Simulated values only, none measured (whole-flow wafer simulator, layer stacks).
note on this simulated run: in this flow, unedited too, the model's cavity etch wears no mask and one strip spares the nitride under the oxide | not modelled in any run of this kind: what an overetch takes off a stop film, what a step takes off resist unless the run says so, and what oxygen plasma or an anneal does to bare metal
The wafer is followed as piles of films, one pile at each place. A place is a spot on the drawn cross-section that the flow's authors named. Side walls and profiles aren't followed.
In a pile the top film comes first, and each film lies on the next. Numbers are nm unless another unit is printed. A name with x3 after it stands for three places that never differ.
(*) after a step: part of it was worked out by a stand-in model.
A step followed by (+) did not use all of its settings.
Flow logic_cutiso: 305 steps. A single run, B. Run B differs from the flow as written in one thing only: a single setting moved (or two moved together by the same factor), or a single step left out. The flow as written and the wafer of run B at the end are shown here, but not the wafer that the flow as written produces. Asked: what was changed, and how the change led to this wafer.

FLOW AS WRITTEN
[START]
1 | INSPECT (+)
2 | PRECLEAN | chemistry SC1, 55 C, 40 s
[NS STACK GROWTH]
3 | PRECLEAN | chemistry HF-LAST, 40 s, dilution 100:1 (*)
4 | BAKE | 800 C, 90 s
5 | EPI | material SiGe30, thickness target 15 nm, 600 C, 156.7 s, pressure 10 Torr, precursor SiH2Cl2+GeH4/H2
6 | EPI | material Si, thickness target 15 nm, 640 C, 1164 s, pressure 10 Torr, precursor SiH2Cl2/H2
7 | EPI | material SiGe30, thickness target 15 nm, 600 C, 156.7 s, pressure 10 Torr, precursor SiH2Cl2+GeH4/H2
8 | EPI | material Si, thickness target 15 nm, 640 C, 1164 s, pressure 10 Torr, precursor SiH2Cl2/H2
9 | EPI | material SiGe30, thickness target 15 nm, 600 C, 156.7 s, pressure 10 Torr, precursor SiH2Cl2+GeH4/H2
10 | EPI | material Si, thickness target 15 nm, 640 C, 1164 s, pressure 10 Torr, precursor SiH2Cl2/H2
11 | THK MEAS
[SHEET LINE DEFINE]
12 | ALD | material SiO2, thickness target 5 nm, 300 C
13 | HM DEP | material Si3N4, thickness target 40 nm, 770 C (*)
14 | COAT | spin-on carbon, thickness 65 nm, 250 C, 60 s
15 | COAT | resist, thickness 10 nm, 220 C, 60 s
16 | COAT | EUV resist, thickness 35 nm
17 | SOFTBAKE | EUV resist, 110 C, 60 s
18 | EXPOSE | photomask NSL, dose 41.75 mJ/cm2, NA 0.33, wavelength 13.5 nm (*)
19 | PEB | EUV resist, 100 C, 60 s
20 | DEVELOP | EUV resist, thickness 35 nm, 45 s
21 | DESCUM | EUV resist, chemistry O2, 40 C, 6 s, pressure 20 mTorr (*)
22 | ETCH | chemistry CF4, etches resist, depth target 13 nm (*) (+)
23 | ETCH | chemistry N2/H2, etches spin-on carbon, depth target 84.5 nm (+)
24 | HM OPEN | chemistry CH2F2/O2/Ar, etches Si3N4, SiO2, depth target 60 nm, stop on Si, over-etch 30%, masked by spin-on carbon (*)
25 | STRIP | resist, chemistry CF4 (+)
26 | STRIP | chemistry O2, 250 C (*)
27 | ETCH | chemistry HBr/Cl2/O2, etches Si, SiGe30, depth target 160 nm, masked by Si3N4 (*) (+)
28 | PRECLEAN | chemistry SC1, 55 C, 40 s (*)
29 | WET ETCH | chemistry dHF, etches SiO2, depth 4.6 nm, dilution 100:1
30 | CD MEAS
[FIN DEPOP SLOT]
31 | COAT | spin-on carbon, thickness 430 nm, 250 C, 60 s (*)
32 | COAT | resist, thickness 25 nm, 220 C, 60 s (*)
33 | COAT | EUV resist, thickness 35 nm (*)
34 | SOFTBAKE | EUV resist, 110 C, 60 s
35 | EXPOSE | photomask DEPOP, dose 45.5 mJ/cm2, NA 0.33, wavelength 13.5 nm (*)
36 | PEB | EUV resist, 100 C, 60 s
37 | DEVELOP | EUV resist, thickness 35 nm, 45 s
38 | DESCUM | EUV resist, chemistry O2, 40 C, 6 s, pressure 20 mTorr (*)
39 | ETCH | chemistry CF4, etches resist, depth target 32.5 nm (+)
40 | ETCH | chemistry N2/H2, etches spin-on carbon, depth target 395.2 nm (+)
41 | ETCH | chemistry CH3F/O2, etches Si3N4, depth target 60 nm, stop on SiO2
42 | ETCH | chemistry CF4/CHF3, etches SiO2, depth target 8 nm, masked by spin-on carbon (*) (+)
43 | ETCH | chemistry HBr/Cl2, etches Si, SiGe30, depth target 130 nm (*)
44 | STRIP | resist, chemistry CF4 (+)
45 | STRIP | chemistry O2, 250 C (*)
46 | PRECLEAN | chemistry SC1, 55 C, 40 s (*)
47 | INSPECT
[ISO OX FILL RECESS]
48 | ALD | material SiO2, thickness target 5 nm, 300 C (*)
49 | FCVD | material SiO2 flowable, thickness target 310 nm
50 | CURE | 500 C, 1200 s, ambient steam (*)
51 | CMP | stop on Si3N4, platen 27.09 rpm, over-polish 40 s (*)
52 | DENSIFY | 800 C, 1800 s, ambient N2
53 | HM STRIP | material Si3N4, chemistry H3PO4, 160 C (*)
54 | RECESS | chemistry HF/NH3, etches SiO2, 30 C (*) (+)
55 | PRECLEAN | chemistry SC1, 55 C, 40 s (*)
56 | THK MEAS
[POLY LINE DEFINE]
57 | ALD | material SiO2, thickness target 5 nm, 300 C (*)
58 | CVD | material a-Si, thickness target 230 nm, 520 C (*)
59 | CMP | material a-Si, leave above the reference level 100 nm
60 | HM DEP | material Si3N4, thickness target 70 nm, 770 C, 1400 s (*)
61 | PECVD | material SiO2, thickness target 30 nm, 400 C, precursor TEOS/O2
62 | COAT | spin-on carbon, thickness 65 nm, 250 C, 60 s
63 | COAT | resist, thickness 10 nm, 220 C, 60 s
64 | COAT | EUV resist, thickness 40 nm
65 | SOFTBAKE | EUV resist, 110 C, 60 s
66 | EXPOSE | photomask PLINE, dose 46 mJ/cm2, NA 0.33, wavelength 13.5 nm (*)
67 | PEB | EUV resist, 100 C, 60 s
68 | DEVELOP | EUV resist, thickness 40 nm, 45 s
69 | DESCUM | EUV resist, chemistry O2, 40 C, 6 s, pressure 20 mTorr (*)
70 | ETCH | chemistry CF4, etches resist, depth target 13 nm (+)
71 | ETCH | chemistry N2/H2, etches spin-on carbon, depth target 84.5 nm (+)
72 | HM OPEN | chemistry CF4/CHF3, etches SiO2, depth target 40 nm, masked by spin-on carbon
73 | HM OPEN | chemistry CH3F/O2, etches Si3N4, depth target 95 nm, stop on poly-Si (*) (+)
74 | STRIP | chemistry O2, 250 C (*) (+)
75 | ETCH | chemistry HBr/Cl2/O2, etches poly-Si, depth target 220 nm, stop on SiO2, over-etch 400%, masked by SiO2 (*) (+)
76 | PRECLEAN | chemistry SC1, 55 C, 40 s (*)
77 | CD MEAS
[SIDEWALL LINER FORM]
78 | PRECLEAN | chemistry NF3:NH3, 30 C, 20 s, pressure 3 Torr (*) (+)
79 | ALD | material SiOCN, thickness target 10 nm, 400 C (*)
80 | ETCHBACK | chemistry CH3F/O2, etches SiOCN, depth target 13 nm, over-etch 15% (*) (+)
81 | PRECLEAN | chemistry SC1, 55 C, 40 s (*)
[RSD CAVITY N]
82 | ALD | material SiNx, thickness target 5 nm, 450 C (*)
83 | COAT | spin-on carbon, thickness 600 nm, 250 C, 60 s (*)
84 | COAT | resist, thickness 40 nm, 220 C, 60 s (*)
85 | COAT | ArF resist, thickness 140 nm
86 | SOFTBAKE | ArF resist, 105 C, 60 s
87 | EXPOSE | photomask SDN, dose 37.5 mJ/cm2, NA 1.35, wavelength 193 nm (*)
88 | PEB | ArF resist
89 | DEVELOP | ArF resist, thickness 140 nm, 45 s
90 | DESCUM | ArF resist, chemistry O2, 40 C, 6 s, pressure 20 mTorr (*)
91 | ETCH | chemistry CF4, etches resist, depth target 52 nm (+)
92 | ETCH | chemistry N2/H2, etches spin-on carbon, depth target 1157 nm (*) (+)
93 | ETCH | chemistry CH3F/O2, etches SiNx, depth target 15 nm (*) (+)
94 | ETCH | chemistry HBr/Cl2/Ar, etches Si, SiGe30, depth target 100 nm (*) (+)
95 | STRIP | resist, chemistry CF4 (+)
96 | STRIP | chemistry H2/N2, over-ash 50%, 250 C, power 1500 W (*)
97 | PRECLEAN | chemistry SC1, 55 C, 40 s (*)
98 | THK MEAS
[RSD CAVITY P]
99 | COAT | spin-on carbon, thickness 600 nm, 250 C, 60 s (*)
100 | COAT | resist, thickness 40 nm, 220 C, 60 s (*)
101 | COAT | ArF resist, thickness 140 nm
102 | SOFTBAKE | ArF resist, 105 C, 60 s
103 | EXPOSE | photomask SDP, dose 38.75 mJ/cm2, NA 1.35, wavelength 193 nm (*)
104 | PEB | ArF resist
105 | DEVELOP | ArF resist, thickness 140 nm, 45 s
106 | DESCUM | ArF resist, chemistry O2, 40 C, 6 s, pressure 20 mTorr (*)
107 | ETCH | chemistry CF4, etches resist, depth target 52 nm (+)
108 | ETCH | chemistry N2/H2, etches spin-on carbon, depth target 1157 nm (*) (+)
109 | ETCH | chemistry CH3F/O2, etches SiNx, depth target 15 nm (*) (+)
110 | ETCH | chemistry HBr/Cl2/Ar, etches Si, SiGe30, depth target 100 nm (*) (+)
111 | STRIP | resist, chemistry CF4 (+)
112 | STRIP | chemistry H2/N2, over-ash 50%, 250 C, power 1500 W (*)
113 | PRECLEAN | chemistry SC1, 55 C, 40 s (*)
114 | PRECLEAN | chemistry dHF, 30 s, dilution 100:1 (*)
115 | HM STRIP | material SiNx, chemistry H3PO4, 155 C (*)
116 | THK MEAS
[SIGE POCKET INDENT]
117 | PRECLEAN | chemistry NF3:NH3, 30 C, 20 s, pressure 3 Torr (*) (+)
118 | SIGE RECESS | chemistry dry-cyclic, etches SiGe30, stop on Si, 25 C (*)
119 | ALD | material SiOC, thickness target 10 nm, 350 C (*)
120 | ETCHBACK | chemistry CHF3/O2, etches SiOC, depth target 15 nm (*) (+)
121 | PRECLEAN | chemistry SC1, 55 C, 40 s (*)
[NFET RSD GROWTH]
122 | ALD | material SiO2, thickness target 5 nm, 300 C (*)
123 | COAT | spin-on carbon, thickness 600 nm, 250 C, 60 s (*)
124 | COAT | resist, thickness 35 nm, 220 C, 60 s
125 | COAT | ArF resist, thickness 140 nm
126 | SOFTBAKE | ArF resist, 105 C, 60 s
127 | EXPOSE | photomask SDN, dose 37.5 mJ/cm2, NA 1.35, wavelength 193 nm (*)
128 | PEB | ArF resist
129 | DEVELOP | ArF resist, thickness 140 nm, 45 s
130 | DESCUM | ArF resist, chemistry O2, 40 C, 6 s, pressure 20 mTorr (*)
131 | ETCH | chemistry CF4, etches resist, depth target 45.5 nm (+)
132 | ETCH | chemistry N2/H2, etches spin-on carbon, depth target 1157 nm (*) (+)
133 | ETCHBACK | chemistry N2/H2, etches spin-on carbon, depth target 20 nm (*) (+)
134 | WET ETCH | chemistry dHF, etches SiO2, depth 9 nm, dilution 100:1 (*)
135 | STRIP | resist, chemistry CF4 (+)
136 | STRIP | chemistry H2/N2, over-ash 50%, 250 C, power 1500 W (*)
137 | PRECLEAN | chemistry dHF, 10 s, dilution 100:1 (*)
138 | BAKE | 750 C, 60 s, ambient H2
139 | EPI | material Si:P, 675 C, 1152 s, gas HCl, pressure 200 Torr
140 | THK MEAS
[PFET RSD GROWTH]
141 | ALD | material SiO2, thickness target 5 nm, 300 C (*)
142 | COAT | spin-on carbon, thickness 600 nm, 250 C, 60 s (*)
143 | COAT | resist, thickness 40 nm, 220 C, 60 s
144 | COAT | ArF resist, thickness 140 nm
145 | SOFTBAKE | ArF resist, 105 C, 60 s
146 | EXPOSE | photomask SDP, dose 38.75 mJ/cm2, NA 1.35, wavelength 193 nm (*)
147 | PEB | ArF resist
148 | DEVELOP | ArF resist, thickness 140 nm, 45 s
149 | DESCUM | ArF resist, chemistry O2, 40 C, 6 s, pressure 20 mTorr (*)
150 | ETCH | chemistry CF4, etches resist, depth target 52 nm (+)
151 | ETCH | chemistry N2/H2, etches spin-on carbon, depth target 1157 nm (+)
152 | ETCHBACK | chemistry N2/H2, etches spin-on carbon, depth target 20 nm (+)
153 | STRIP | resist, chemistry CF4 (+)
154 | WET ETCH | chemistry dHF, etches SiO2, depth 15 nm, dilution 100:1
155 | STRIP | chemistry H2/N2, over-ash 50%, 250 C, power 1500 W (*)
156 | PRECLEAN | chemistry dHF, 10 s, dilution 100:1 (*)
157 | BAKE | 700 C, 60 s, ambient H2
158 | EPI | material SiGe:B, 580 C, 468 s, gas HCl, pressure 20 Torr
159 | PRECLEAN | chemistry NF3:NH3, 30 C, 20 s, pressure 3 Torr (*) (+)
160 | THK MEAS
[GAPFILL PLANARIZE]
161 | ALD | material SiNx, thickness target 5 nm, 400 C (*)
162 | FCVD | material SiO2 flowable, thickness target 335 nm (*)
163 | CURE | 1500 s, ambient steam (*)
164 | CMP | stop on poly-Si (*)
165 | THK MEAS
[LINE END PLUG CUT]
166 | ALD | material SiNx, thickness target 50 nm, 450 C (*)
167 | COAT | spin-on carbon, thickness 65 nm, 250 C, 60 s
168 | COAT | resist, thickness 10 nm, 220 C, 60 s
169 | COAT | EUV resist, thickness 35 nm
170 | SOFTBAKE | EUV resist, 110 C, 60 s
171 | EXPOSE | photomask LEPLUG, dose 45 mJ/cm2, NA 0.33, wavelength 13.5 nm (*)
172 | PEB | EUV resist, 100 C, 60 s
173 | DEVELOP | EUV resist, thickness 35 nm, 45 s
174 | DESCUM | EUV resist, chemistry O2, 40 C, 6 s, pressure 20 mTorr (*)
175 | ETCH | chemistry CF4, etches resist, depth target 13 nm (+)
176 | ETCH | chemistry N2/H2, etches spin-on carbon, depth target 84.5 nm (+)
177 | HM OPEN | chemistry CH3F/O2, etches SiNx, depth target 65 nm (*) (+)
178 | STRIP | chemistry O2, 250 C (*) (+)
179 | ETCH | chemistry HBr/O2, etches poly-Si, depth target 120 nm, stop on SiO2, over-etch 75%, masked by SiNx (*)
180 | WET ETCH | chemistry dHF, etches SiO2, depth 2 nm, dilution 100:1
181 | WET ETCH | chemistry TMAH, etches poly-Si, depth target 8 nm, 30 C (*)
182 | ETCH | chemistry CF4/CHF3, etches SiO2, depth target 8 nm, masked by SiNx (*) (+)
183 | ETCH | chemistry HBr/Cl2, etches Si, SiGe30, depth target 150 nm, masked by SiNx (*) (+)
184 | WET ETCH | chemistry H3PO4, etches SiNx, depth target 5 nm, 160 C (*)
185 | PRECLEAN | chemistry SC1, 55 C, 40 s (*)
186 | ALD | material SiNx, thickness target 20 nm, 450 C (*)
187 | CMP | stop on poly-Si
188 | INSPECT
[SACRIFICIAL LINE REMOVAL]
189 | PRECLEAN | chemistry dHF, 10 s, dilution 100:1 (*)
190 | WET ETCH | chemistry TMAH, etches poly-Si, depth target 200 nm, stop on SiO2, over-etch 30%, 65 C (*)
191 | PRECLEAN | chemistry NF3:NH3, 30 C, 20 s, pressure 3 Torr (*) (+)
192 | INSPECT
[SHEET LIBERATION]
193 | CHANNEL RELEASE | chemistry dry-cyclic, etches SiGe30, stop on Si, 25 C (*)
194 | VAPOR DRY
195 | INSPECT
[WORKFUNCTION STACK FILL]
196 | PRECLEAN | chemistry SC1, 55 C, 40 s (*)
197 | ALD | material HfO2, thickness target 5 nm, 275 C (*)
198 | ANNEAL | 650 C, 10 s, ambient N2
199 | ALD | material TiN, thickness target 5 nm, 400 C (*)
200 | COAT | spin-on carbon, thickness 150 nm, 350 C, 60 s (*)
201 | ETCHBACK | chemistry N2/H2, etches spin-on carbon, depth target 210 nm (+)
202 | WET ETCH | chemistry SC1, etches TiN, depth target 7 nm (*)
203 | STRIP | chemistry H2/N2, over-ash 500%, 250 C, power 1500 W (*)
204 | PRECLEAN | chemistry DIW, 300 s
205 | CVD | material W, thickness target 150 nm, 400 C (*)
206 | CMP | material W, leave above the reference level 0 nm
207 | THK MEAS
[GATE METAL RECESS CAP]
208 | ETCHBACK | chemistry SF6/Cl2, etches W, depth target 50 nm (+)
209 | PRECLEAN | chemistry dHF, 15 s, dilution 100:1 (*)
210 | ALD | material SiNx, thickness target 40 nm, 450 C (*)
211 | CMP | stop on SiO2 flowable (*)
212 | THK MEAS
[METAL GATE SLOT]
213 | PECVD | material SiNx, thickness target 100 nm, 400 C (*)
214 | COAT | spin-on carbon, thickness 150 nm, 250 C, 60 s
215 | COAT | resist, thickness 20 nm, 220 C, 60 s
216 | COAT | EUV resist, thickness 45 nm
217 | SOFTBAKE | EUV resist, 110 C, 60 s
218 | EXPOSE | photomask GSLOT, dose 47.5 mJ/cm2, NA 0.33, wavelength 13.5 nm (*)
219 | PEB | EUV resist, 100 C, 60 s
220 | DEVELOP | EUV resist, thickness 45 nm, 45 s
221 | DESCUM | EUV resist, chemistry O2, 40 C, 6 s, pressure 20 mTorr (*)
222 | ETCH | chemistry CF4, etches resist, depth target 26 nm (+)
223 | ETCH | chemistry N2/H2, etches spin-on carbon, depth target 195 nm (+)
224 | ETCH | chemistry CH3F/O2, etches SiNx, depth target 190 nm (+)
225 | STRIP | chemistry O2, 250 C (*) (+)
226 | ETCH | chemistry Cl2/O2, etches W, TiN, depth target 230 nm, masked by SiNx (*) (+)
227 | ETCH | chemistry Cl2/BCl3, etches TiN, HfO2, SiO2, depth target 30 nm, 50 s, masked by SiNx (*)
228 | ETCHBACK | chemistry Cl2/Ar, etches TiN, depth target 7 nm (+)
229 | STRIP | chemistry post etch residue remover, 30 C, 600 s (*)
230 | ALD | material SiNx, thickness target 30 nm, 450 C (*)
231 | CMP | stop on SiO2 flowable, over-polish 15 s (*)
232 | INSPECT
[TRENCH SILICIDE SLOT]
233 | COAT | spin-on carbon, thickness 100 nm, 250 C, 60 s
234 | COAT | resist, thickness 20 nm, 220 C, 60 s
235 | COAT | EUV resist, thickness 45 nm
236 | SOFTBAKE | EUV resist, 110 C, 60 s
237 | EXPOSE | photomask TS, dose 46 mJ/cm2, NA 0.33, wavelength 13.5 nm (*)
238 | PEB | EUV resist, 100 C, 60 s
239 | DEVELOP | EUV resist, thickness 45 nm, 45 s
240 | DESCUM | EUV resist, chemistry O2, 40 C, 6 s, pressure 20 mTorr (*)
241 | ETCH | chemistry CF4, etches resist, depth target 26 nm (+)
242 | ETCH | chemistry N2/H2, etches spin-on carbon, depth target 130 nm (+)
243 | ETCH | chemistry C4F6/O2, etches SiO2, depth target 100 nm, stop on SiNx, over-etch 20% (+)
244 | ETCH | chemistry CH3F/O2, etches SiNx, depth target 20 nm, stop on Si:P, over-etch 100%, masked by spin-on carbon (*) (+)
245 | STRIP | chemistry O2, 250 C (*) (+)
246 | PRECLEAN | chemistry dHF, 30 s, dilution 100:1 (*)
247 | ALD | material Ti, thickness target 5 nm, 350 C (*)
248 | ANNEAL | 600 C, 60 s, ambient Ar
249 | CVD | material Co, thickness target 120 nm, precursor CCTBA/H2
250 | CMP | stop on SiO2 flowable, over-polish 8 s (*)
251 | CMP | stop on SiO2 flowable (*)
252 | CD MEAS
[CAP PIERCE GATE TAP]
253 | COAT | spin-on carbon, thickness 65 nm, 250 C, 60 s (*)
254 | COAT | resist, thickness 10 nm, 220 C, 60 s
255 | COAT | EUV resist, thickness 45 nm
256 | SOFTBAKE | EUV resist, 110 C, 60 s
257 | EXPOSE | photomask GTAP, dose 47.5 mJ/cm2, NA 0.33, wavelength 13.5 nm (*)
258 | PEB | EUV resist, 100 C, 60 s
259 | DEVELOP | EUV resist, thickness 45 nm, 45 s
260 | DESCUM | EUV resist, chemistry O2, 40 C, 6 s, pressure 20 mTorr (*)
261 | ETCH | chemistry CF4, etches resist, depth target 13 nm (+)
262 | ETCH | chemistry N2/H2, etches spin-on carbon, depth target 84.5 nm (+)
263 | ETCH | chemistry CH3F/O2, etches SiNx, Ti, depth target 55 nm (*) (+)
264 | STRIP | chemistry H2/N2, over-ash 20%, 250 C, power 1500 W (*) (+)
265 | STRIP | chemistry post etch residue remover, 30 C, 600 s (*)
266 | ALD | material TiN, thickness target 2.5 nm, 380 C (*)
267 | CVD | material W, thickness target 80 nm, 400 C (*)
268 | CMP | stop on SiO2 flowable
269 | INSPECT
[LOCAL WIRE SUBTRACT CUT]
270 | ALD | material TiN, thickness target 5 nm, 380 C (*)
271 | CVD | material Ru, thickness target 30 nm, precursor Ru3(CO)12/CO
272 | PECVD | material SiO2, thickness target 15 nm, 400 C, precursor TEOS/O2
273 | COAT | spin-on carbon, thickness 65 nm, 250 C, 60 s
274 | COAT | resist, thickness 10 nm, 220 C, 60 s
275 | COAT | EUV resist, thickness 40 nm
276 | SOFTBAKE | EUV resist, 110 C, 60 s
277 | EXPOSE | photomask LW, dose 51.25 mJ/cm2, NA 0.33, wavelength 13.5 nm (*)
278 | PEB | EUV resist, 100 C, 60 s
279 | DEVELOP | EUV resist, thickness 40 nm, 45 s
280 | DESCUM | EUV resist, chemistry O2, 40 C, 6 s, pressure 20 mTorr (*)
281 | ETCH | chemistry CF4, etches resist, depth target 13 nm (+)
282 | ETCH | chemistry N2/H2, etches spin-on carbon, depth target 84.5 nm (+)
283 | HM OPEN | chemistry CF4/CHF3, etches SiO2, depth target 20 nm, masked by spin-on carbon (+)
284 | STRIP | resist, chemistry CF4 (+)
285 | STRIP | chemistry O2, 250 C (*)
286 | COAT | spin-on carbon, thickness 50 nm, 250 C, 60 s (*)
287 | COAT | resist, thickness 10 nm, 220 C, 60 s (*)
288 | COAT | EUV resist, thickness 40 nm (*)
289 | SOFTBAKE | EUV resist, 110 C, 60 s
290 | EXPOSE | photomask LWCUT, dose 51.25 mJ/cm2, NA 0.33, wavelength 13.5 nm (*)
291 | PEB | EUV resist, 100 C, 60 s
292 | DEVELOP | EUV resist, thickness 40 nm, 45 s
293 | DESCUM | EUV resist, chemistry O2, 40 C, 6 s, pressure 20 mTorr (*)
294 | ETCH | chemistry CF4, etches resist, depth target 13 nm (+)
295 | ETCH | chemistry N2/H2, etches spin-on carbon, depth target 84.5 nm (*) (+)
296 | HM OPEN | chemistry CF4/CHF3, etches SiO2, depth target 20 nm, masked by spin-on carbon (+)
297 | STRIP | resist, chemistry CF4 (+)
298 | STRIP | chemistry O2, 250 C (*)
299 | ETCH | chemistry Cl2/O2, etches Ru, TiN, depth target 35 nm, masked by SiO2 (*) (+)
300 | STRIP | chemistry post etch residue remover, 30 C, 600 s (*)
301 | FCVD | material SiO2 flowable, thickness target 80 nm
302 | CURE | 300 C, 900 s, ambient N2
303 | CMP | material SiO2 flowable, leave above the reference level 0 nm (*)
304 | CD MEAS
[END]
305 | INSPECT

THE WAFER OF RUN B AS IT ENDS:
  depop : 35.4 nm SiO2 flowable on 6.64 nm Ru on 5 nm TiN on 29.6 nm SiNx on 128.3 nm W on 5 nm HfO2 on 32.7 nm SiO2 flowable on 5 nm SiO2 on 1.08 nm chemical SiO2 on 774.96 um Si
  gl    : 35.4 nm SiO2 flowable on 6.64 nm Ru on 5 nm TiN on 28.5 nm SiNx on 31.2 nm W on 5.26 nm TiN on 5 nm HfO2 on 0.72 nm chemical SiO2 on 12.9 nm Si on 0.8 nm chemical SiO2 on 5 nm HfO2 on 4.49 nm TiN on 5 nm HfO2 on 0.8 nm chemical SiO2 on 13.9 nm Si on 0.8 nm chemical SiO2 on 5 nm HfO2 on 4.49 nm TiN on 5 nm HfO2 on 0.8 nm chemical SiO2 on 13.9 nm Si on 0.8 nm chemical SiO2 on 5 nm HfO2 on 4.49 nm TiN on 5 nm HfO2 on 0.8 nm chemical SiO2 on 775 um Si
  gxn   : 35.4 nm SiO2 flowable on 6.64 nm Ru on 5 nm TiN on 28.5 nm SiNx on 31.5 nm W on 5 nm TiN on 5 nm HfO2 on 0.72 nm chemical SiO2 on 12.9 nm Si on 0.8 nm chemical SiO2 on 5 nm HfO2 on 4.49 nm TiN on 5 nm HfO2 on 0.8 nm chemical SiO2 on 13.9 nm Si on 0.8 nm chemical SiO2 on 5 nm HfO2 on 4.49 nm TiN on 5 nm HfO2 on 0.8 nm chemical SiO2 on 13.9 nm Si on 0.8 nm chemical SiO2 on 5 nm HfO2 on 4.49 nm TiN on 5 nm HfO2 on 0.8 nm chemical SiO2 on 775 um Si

The reason: step 271, CVD: thickness target 42 nm was run, whereas the flow has thickness target 30 nm.

How this came from the change, step by step:
  271 | CVD | material Ru, thickness target 30 nm, precursor Ru3(CO)12/CO
      depop, dpovl, gfld and 19 more: +42 Ru (new film) (it would be, as written: +30 Ru (new film))
  299 | ETCH | chemistry Cl2/O2, etches Ru, TiN, depth target 35 nm, masked by SiO2 (*) (+)
      depop, dpovl, gfld and 15 more: -35 Ru (it would be, as written: -29.6 Ru (all of it), -5 TiN (all of it))
  301 | FCVD | material SiO2 flowable, thickness target 80 nm
      iso, rsdx: +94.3 SiO2 flowable (new film) (it would be, as written: +94.2 SiO2 flowable)
Taking metal films that touch as one body, depop has 2 bodies (between them, from the top down: SiNx 29.6); the flow as written gives 1 body.
Taking metal films that touch as one body, gl has 5 bodies (between them, from the top down: SiNx 28.5; HfO2 5 / chemical SiO2 0.72 / Si 12.9 / chemical SiO2 0.8 / HfO2 5; HfO2 5 / chemical SiO2 0.8 / Si 13.9 / chemical SiO2 0.8 / HfO2 5; HfO2 5 / chemical SiO2 0.8 / Si 13.9 / chemical SiO2 0.8 / HfO2 5); the flow as written gives 4 bodies (between them, from the top down: HfO2 5 / chemical SiO2 0.72 / Si 12.9 / chemical SiO2 0.8 / HfO2 5; HfO2 5 / chemical SiO2 0.8 / Si 13.9 / chemical SiO2 0.8 / HfO2 5; HfO2 5 / chemical SiO2 0.8 / Si 13.9 / chemical SiO2 0.8 / HfO2 5).
Taking metal films that touch as one body, gxn has 5 bodies (between them, from the top down: SiNx 28.5; HfO2 5 / chemical SiO2 0.72 / Si 12.9 / chemical SiO2 0.8 / HfO2 5; HfO2 5 / chemical SiO2 0.8 / Si 13.9 / chemical SiO2 0.8 / HfO2 5; HfO2 5 / chemical SiO2 0.8 / Si 13.9 / chemical SiO2 0.8 / HfO2 5); the flow as written gives 4 bodies (between them, from the top down: HfO2 5 / chemical SiO2 0.72 / Si 12.9 / chemical SiO2 0.8 / HfO2 5; HfO2 5 / chemical SiO2 0.8 / Si 13.9 / chemical SiO2 0.8 / HfO2 5; HfO2 5 / chemical SiO2 0.8 / Si 13.9 / chemical SiO2 0.8 / HfO2 5).
